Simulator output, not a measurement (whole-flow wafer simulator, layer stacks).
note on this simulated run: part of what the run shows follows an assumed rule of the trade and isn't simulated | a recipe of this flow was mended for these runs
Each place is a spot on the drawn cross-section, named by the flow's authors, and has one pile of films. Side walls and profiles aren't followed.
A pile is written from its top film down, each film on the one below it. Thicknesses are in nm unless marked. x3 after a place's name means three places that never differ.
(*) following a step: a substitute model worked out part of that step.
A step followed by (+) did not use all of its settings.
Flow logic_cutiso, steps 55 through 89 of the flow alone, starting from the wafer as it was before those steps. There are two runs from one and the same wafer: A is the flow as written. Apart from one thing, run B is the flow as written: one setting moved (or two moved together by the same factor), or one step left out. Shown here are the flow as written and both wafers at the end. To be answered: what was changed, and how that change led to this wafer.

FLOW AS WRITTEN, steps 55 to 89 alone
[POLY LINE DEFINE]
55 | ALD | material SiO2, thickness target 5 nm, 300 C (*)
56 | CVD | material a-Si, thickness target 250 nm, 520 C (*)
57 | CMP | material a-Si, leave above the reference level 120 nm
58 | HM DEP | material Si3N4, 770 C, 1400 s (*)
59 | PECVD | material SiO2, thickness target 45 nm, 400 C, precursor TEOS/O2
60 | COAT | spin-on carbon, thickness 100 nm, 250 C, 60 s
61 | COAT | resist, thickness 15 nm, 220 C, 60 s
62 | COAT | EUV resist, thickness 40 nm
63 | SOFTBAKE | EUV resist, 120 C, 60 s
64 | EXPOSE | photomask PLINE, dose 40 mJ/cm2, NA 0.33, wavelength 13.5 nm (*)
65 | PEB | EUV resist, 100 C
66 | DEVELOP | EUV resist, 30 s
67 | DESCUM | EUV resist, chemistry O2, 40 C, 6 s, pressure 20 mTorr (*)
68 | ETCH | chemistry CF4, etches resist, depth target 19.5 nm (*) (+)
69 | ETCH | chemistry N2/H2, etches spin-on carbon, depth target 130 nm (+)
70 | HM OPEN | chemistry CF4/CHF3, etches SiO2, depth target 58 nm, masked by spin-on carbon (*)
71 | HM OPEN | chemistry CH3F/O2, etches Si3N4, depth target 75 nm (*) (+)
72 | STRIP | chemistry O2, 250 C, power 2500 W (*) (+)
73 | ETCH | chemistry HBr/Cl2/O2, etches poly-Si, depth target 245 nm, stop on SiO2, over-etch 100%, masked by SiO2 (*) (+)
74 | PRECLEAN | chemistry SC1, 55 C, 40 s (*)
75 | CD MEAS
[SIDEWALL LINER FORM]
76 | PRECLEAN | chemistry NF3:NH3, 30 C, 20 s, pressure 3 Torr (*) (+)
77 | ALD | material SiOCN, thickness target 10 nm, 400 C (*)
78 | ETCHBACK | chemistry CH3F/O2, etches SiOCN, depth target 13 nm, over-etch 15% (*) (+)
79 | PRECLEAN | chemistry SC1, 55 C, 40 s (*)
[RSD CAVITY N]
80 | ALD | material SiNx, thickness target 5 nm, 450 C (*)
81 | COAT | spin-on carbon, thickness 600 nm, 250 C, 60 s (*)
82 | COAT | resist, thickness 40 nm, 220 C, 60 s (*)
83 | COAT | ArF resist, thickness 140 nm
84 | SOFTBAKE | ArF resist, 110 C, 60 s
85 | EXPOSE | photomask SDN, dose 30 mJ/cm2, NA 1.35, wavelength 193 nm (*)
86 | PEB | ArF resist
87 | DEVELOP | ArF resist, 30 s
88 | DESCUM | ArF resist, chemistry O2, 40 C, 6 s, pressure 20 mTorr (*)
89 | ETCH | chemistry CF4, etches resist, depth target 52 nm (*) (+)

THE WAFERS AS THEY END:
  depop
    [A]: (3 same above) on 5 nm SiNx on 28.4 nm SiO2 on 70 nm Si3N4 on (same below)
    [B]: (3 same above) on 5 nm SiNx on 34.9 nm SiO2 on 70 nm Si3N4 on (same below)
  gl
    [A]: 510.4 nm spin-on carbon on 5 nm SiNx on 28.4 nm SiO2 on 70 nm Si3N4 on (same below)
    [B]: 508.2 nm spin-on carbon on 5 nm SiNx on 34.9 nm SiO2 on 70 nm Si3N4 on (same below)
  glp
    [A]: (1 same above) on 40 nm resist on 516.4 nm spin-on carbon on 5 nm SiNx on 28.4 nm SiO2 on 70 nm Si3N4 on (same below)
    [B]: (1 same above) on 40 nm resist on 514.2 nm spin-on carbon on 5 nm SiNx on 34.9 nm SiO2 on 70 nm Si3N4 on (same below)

What caused this: step 59, PECVD: thickness target 51.5 nm was run, though the flow has thickness target 45 nm.

The path from the change to this, step by step:
  59 | PECVD | material SiO2, thickness target 45 nm, 400 C, precursor TEOS/O2
      depop, dpovl x3, gfld and 17 more: A SiO2 gains 45 (new film) | B SiO2 gains 51.5 (new film)
  70 | HM OPEN | chemistry CF4/CHF3, etches SiO2, depth target 58 nm, masked by spin-on carbon (*)
      iso, lnr, lnri and 6 more: A SiO2 loses 43.2 (all of it), Si3N4 loses 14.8 | B SiO2 loses 49.7 (all of it), Si3N4 loses 8.29
  71 | HM OPEN | chemistry CH3F/O2, etches Si3N4, depth target 75 nm (*) (+)
      iso, lnr, lnri and 6 more: A Si3N4 loses 55.2 (all of it), poly-Si loses 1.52 | B Si3N4 loses 61.7 (all of it), poly-Si loses 1.02
